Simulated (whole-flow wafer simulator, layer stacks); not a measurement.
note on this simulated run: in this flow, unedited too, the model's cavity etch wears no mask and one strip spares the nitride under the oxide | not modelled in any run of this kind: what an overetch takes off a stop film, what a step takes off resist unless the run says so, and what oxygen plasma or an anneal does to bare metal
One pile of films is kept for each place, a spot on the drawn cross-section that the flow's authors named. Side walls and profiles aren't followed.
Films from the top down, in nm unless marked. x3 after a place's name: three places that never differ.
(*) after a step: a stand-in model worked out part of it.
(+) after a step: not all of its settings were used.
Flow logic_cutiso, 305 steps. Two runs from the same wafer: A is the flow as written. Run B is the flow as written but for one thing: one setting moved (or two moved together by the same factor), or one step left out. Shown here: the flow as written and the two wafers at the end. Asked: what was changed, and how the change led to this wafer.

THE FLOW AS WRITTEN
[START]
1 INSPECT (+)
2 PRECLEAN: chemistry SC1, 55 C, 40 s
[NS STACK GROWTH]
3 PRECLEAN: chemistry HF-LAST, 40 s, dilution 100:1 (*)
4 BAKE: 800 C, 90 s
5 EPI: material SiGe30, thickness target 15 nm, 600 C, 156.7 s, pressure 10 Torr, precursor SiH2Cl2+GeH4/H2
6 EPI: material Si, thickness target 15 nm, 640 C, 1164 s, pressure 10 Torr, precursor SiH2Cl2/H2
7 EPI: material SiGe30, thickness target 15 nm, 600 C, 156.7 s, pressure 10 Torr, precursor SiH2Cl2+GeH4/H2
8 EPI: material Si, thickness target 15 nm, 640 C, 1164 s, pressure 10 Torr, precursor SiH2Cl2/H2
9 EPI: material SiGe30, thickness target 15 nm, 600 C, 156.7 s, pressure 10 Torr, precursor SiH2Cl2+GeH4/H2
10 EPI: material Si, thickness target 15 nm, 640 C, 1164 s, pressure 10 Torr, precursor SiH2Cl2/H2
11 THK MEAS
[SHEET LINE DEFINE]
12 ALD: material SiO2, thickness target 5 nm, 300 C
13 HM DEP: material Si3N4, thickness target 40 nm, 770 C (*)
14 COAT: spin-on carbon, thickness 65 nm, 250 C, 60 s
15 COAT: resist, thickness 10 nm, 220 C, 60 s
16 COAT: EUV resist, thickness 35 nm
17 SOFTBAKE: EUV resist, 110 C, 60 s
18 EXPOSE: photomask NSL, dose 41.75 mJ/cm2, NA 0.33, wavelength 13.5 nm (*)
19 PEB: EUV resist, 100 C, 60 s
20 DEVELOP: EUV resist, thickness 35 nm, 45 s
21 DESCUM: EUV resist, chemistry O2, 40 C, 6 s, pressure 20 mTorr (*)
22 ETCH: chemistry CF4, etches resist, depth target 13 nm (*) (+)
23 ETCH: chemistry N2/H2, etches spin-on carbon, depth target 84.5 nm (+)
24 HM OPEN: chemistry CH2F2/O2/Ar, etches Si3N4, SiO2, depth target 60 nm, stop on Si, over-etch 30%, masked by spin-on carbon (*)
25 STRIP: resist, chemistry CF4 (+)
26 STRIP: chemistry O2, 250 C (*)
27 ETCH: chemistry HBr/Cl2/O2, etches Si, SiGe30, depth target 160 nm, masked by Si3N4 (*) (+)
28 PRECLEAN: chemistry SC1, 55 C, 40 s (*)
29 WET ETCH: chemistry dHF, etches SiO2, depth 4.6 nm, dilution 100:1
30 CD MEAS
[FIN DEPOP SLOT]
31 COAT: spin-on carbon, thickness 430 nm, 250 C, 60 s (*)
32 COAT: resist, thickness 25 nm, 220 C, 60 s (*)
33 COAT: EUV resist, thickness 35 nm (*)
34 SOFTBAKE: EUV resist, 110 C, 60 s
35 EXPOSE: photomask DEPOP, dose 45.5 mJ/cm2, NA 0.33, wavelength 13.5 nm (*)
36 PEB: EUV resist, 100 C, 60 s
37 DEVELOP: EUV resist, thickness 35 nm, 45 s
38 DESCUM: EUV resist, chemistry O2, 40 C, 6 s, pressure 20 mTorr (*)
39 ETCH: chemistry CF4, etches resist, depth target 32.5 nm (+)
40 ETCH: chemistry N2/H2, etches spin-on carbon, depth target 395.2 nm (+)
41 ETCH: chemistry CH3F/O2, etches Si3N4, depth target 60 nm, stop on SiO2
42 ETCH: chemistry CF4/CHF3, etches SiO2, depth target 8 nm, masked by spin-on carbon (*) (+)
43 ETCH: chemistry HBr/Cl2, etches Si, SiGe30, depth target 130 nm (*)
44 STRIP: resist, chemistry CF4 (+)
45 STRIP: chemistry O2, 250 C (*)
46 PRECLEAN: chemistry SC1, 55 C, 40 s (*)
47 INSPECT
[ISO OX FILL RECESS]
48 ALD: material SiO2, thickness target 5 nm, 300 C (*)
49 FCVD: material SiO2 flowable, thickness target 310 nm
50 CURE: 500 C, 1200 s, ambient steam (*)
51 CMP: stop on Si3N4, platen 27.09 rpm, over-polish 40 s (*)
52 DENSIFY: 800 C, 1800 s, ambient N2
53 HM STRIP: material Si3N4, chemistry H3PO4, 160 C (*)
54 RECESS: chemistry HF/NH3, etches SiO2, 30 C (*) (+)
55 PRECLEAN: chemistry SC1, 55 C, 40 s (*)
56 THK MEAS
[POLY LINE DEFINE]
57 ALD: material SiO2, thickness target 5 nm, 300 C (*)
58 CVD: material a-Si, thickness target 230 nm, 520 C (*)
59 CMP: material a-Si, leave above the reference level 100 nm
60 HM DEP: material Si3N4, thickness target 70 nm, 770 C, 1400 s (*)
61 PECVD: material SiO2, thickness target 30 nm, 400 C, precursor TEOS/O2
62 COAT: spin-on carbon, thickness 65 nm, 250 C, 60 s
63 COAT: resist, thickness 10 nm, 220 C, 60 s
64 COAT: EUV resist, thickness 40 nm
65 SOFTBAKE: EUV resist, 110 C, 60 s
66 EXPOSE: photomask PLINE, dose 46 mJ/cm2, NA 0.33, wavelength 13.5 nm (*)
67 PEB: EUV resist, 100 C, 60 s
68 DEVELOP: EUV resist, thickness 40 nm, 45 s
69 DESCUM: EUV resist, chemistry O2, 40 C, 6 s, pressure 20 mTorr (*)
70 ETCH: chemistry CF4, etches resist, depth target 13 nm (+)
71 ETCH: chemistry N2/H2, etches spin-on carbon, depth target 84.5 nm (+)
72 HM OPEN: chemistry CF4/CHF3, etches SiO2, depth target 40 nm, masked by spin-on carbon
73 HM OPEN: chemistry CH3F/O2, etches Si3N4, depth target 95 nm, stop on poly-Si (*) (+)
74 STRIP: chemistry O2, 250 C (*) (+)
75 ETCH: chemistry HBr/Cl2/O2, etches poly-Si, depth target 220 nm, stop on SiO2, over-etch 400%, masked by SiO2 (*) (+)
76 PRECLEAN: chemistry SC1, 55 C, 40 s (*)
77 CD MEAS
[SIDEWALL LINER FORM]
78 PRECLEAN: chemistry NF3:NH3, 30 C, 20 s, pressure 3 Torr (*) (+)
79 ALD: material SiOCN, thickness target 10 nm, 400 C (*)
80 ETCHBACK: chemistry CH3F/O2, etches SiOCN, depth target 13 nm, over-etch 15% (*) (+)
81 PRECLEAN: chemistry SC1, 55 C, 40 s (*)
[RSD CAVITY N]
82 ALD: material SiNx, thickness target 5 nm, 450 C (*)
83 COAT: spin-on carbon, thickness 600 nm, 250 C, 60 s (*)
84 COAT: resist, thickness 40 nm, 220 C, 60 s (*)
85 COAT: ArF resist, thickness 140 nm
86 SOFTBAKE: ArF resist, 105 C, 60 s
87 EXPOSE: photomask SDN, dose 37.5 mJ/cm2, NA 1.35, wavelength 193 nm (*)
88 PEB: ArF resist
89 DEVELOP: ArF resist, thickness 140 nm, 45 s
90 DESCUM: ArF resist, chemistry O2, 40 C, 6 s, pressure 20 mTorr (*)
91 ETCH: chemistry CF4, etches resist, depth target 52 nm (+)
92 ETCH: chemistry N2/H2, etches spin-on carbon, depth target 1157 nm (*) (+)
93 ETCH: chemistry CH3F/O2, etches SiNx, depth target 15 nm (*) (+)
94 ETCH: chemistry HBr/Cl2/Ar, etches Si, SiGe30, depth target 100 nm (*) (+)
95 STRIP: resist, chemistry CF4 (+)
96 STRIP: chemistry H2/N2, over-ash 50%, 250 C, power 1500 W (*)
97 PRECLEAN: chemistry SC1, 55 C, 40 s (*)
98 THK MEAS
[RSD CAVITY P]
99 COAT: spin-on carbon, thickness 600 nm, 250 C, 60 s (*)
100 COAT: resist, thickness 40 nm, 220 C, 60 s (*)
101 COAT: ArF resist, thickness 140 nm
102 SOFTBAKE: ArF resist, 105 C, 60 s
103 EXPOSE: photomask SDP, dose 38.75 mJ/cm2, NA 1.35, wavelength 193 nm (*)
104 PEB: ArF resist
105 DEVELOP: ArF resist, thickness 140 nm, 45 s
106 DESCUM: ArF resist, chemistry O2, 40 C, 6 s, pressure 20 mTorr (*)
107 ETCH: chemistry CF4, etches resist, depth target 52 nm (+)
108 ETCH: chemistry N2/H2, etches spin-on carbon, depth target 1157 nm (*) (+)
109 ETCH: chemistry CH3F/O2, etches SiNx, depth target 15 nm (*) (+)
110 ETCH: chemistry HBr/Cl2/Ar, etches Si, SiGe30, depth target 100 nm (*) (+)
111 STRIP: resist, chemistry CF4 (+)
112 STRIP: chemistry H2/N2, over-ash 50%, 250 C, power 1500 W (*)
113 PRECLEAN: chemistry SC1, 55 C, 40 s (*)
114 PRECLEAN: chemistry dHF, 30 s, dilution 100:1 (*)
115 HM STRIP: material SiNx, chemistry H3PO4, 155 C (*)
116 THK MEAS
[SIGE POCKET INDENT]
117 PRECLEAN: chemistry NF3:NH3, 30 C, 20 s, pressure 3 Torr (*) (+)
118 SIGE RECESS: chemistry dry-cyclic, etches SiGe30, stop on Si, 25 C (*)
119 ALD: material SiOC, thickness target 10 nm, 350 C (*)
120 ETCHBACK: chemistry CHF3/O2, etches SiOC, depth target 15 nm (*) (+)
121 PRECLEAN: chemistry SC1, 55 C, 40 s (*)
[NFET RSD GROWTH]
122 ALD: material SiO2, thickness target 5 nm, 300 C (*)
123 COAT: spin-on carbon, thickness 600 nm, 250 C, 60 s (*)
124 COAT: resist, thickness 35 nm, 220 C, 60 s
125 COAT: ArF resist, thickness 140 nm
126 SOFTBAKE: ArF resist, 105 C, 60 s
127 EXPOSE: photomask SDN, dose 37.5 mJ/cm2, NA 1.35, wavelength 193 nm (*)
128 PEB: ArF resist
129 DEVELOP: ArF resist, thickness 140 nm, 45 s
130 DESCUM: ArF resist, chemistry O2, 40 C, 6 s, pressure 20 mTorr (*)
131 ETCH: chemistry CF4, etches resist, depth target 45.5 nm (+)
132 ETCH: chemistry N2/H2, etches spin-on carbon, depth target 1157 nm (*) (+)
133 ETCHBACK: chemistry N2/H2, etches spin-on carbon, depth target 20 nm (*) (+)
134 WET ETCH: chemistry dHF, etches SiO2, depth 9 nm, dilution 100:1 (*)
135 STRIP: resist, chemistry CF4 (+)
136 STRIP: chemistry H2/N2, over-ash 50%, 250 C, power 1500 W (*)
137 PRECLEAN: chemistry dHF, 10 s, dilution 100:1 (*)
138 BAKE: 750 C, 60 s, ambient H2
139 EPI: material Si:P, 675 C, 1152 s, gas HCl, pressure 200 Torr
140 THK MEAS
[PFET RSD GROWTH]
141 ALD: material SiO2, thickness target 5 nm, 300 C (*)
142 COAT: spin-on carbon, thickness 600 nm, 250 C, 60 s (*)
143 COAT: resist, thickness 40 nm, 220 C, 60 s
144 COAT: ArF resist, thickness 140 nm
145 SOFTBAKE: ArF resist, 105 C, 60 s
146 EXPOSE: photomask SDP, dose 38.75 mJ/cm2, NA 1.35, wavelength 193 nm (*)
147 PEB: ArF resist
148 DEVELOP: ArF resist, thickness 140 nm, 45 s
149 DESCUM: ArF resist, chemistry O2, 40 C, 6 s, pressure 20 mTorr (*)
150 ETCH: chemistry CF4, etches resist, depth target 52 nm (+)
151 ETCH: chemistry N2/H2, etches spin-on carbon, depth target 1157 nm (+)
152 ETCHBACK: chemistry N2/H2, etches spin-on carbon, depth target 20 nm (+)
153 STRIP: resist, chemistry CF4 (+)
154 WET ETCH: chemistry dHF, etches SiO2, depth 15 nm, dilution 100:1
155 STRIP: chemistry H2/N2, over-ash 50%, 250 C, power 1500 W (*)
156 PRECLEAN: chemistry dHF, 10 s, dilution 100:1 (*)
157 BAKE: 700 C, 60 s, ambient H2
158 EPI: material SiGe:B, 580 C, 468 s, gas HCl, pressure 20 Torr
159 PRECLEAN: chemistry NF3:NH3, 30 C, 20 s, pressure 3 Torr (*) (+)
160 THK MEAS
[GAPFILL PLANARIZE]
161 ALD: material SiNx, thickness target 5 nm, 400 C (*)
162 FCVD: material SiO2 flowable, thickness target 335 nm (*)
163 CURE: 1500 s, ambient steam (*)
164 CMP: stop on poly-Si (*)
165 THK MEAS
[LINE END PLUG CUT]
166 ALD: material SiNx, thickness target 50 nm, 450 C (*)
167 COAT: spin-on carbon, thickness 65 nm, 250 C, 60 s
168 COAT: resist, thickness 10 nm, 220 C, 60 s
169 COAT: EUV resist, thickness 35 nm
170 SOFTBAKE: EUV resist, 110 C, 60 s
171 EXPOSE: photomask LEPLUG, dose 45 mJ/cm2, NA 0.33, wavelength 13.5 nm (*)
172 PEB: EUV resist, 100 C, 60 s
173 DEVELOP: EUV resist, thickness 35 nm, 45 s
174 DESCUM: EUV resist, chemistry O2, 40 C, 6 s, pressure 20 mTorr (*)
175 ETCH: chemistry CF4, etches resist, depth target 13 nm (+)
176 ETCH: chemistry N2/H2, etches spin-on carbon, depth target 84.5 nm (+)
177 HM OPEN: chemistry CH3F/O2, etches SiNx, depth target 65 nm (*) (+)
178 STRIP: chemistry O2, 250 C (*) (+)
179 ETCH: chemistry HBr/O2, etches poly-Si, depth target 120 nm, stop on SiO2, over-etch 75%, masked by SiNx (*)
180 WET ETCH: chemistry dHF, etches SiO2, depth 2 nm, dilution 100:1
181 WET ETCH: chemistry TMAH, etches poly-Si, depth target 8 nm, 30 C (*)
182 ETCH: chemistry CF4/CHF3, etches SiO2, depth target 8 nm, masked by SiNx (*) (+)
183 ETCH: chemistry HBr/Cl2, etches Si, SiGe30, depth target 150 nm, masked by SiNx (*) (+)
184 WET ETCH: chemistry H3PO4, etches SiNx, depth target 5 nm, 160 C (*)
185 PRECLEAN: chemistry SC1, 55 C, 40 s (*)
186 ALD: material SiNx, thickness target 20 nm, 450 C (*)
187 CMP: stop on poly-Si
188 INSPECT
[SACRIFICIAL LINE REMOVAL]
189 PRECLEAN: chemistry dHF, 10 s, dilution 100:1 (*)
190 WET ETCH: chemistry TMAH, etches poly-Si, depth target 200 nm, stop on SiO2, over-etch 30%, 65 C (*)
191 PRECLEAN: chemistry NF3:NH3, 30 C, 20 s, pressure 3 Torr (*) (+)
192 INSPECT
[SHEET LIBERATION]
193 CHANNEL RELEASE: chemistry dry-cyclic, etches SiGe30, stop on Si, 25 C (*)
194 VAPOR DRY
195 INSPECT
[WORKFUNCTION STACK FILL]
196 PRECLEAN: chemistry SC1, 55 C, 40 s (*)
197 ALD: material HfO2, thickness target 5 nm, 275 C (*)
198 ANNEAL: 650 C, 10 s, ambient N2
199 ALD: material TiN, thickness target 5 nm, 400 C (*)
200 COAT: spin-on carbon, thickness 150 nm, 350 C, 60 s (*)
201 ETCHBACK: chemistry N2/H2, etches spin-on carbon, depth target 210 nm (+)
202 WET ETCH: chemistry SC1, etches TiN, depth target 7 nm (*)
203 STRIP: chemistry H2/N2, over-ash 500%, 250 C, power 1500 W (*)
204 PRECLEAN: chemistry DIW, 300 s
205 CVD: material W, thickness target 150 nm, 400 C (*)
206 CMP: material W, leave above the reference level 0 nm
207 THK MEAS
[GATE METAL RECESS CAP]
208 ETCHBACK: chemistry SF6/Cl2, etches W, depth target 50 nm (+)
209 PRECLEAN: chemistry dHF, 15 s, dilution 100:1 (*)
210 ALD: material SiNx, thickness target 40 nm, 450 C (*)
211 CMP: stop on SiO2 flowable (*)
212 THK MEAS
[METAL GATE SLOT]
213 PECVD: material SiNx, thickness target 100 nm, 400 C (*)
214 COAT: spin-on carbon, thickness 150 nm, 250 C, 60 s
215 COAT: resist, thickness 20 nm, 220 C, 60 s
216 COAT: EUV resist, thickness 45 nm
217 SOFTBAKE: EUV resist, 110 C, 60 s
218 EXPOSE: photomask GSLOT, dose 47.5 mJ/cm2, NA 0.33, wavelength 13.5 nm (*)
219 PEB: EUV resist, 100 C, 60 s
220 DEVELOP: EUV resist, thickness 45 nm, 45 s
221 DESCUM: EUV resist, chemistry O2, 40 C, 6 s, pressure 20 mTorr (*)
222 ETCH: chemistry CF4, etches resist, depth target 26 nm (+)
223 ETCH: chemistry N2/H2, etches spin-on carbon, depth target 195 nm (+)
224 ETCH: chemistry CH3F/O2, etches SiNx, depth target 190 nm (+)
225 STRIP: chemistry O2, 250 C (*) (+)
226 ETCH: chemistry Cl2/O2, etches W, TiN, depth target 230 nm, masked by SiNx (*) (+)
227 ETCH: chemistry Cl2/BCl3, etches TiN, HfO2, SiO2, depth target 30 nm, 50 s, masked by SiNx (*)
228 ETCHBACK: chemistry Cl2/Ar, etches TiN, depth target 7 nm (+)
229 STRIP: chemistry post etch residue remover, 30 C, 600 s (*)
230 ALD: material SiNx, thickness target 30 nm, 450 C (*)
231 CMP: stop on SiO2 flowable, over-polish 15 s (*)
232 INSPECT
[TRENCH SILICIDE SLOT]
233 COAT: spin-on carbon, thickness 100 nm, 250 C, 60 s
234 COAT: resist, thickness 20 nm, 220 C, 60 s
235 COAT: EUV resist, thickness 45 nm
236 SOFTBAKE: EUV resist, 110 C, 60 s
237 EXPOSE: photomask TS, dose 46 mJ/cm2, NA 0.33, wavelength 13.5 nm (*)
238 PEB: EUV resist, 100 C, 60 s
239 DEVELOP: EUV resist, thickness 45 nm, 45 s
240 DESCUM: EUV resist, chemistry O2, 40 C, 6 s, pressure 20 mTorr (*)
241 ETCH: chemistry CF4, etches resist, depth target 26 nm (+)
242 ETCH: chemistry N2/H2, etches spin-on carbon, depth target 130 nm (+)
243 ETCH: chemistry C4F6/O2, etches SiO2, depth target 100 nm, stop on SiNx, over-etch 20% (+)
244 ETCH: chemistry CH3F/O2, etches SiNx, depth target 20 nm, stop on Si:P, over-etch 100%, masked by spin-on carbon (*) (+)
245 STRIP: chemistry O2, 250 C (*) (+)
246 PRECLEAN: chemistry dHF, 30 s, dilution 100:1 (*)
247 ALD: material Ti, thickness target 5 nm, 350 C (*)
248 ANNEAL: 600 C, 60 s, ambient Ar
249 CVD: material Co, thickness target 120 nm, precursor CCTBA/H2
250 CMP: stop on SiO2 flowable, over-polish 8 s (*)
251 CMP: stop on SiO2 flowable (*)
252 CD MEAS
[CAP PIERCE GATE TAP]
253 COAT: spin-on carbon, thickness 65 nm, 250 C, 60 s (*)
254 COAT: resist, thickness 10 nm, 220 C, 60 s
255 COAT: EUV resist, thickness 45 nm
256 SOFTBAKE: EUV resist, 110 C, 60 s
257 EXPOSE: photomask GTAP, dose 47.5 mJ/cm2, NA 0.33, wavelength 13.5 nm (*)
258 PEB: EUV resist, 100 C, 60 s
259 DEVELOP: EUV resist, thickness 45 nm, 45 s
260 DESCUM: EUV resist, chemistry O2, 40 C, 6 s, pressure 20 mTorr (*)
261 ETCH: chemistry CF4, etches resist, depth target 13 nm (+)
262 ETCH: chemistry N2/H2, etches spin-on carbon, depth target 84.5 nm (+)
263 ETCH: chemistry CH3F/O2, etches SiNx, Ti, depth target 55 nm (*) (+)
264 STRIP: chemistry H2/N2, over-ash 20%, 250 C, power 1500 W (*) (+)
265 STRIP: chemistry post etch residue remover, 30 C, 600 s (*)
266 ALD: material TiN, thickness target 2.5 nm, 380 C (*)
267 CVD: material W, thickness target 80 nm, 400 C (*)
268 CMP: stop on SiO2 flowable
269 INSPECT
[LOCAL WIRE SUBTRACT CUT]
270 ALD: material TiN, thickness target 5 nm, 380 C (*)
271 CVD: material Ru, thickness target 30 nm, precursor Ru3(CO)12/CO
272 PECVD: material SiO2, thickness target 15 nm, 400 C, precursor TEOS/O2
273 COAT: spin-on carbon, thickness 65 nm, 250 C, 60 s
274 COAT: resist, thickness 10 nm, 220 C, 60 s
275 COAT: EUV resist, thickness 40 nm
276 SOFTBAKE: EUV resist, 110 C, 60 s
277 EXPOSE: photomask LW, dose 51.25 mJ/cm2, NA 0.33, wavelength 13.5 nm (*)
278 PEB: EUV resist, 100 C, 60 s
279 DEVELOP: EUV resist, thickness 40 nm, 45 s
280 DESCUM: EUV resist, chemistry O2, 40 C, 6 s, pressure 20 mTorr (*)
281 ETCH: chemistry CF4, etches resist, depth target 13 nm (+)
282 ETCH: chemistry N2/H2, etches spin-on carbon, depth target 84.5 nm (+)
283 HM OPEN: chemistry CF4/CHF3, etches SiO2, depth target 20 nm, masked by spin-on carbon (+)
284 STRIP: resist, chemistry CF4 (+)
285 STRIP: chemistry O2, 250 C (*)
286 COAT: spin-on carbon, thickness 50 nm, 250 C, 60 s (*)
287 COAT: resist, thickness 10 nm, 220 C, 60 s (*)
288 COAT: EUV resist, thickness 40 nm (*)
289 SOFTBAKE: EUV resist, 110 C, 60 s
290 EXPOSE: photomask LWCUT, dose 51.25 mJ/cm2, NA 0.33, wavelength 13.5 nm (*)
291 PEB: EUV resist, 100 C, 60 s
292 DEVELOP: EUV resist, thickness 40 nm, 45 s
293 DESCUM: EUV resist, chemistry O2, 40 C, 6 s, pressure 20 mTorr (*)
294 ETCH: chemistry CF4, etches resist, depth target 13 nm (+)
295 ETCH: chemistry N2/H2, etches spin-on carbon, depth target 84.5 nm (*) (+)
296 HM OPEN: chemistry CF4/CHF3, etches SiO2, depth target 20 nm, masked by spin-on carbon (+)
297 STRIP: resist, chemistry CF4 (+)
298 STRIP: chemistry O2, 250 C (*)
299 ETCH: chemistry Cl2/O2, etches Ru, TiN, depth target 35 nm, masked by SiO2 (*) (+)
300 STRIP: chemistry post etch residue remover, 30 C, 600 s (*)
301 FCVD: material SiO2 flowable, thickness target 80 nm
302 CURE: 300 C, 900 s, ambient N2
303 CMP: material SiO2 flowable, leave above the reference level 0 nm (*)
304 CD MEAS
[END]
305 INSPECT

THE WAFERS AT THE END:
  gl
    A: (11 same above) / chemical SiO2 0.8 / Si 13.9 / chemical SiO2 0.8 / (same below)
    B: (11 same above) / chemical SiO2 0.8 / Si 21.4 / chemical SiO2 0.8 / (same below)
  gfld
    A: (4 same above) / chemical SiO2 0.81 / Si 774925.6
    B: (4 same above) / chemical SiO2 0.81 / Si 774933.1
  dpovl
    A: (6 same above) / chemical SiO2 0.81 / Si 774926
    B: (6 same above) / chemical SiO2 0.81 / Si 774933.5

The cause: step 8, EPI: thickness target 22.5 nm was run, where the flow has thickness target 15 nm; step 8, EPI: 1747 s was run, where the flow has 1164 s.

How the change led to this, step by step:
  8 EPI: material Si, thickness target 15 nm, 640 C, 1164 s, pressure 10 Torr, precursor SiH2Cl2/H2
      depop, dpovl, gfld and 19 more: A Si +15 (new film) | B Si +22.5 (new film)
  27 ETCH: chemistry HBr/Cl2/O2, etches Si, SiGe30, depth target 160 nm, masked by Si3N4 (*) (+)
      gfld, gxf, iso, lnri: A chemical SiO2 -0.79 (all of it), Si -11.4 (all of it), SiGe30 -15 (all of it), Si -15 (all of it), SiGe30 -15 (all of it), Si -15 (all of it), SiGe30 -15 (all of it), Si -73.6 | B chemical SiO2 -0.79 (all of it), Si -11.4 (all of it), SiGe30 -15 (all of it), Si -22.5 (all of it), SiGe30 -15 (all of it), Si -15 (all of it), SiGe30 -15 (all of it), Si -66.1
      dpovl, nsgap: A chemical SiO2 -0.79 (all of it), Si -11.8 (all of it), SiGe30 -15 (all of it), Si -15 (all of it), SiGe30 -15 (all of it), Si -15 (all of it), SiGe30 -15 (all of it), Si -73.2 | B chemical SiO2 -0.79 (all of it), Si -11.8 (all of it), SiGe30 -15 (all of it), Si -22.5 (all of it), SiGe30 -15 (all of it), Si -15 (all of it), SiGe30 -15 (all of it), Si -65.7
      (and at 1 more place)
  43 ETCH: chemistry HBr/Cl2, etches Si, SiGe30, depth target 130 nm (*)
      depop: A Si -14 (all of it), SiGe30 -15 (all of it), Si -15 (all of it), SiGe30 -15 (all of it), Si -15 (all of it), SiGe30 -15 (all of it), Si -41 | B Si -14 (all of it), SiGe30 -15 (all of it), Si -22.5 (all of it), SiGe30 -15 (all of it), Si -15 (all of it), SiGe30 -15 (all of it), Si -33.5
  94 ETCH: chemistry HBr/Cl2/Ar, etches Si, SiGe30, depth target 100 nm (*) (+)
      rsdn, rsdx: A chemical SiO2 -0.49 (all of it), Si -12.8 (all of it), SiGe30 -15 (all of it), Si -15 (all of it), SiGe30 -15 (all of it), Si -15 (all of it), SiGe30 -15 (all of it), Si -12.2 | B chemical SiO2 -0.49 (all of it), Si -12.8 (all of it), SiGe30 -15 (all of it), Si -22.5 (all of it), SiGe30 -15 (all of it), Si -15 (all of it), SiGe30 -15 (all of it), Si -4.66
  110 ETCH: chemistry HBr/Cl2/Ar, etches Si, SiGe30, depth target 100 nm (*) (+)
      rsdp, rsdw: A chemical SiO2 -0.49 (all of it), Si -12.8 (all of it), SiGe30 -15 (all of it), Si -15 (all of it), SiGe30 -15 (all of it), Si -15 (all of it), SiGe30 -15 (all of it), Si -12.2 | B chemical SiO2 -0.49 (all of it), Si -12.8 (all of it), SiGe30 -15 (all of it), Si -22.5 (all of it), SiGe30 -15 (all of it), Si -15 (all of it), SiGe30 -15 (all of it), Si -4.66
  183 ETCH: chemistry HBr/Cl2, etches Si, SiGe30, depth target 150 nm, masked by SiNx (*) (+)
      plug: A Si -13.6 (all of it), SiGe30 -15 (all of it), Si -15 (all of it), SiGe30 -15 (all of it), Si -15 (all of it), SiGe30 -15 (all of it), Si -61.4 | B Si -13.6 (all of it), SiGe30 -15 (all of it), Si -22.5 (all of it), SiGe30 -15 (all of it), Si -15 (all of it), SiGe30 -15 (all of it), Si -53.9
